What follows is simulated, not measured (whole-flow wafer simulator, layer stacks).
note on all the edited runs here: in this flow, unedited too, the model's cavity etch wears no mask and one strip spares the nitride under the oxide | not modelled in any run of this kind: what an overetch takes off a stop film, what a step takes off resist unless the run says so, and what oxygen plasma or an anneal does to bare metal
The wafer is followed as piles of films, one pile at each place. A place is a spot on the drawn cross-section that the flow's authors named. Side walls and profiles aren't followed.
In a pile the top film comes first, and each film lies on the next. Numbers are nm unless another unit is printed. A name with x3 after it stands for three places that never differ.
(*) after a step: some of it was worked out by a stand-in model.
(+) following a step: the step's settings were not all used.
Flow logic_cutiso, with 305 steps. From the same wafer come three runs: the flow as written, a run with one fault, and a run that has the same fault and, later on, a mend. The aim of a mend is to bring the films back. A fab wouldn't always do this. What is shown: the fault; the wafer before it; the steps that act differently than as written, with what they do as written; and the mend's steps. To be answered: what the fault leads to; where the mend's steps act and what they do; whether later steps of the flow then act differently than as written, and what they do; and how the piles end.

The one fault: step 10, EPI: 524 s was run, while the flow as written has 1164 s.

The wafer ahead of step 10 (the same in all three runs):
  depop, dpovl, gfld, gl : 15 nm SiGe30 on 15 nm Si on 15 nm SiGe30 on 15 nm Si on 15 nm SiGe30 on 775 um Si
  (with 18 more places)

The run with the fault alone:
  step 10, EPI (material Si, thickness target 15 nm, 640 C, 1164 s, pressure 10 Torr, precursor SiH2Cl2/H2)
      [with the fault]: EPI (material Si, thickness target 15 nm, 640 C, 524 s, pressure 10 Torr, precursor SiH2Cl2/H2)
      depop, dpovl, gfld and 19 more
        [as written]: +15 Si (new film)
        [with the fault]: +6.75 Si (new film)
  Steps further on in the flow that do not act as written (3 other steps are not shown; they differ only slightly, by no more than 2% or 0.5 nm, whichever is larger):
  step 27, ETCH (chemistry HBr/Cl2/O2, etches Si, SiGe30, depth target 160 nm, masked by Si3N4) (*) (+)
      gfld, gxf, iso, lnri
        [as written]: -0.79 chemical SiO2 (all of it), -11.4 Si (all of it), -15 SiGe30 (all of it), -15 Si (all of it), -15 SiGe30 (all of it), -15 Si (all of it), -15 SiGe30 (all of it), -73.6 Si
        [with the fault]: -0.79 chemical SiO2 (all of it), -3.1 Si (all of it), -15 SiGe30 (all of it), -15 Si (all of it), -15 SiGe30 (all of it), -15 Si (all of it), -15 SiGe30 (all of it), -81.9 Si
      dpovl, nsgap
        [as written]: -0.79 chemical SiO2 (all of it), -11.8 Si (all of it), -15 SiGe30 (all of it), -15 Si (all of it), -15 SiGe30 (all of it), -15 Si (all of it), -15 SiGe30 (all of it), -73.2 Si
        [with the fault]: -0.79 chemical SiO2 (all of it), -3.5 Si (all of it), -15 SiGe30 (all of it), -15 Si (all of it), -15 SiGe30 (all of it), -15 Si (all of it), -15 SiGe30 (all of it), -81.5 Si
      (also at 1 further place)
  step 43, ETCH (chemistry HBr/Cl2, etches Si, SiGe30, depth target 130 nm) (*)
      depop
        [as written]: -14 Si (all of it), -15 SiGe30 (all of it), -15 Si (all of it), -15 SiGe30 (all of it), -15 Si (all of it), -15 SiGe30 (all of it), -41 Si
        [with the fault]: -5.77 Si (all of it), -15 SiGe30 (all of it), -15 Si (all of it), -15 SiGe30 (all of it), -15 Si (all of it), -15 SiGe30 (all of it), -49.2 Si
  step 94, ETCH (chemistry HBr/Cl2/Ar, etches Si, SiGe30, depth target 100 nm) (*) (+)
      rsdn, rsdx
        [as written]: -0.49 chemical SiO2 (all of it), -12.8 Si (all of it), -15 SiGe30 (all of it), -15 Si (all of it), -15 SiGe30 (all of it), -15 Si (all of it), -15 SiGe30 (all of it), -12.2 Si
        [with the fault]: -0.49 chemical SiO2 (all of it), -4.57 Si (all of it), -15 SiGe30 (all of it), -15 Si (all of it), -15 SiGe30 (all of it), -15 Si (all of it), -15 SiGe30 (all of it), -20.4 Si
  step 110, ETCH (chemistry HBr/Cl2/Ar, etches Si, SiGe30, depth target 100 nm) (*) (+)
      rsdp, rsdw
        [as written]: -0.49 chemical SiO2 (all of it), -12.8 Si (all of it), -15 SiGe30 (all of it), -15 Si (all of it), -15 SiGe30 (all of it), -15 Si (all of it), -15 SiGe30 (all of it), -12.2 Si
        [with the fault]: -0.49 chemical SiO2 (all of it), -4.57 Si (all of it), -15 SiGe30 (all of it), -15 Si (all of it), -15 SiGe30 (all of it), -15 Si (all of it), -15 SiGe30 (all of it), -20.4 Si
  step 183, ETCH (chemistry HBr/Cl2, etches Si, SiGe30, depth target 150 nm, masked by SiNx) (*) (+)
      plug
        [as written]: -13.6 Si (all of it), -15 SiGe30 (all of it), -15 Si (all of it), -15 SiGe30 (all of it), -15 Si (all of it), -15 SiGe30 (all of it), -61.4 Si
        [with the fault]: -5.3 Si (all of it), -15 SiGe30 (all of it), -15 Si (all of it), -15 SiGe30 (all of it), -15 Si (all of it), -15 SiGe30 (all of it), -69.7 Si
  At gl, glp, gxn and 6 more, the piles at the end differ from the flow's by more than 2% or 0.5 nm, whichever is larger.
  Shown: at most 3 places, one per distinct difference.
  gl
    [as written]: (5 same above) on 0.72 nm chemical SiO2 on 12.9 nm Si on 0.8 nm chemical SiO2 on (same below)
    [with the fault]: (5 same above) on 0.72 nm chemical SiO2 on 4.6 nm Si on 0.8 nm chemical SiO2 on (same below)
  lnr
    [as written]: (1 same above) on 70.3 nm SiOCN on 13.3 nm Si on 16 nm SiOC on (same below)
    [with the fault]: (1 same above) on 70.3 nm SiOCN on 5.04 nm Si on 16 nm SiOC on (same below)
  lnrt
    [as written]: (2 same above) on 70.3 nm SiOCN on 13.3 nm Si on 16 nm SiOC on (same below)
    [with the fault]: (2 same above) on 70.3 nm SiOCN on 5.04 nm Si on 16 nm SiOC on (same below)

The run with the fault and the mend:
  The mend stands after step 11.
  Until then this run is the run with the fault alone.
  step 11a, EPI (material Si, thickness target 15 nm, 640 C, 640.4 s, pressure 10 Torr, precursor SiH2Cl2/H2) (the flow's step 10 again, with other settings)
      depop, dpovl, gfld and 19 more
        +8.25 Si
  None of the later steps of the flow acts differently than as written at any place that is followed.
  The piles end the same as the flow's at every place that both follow.
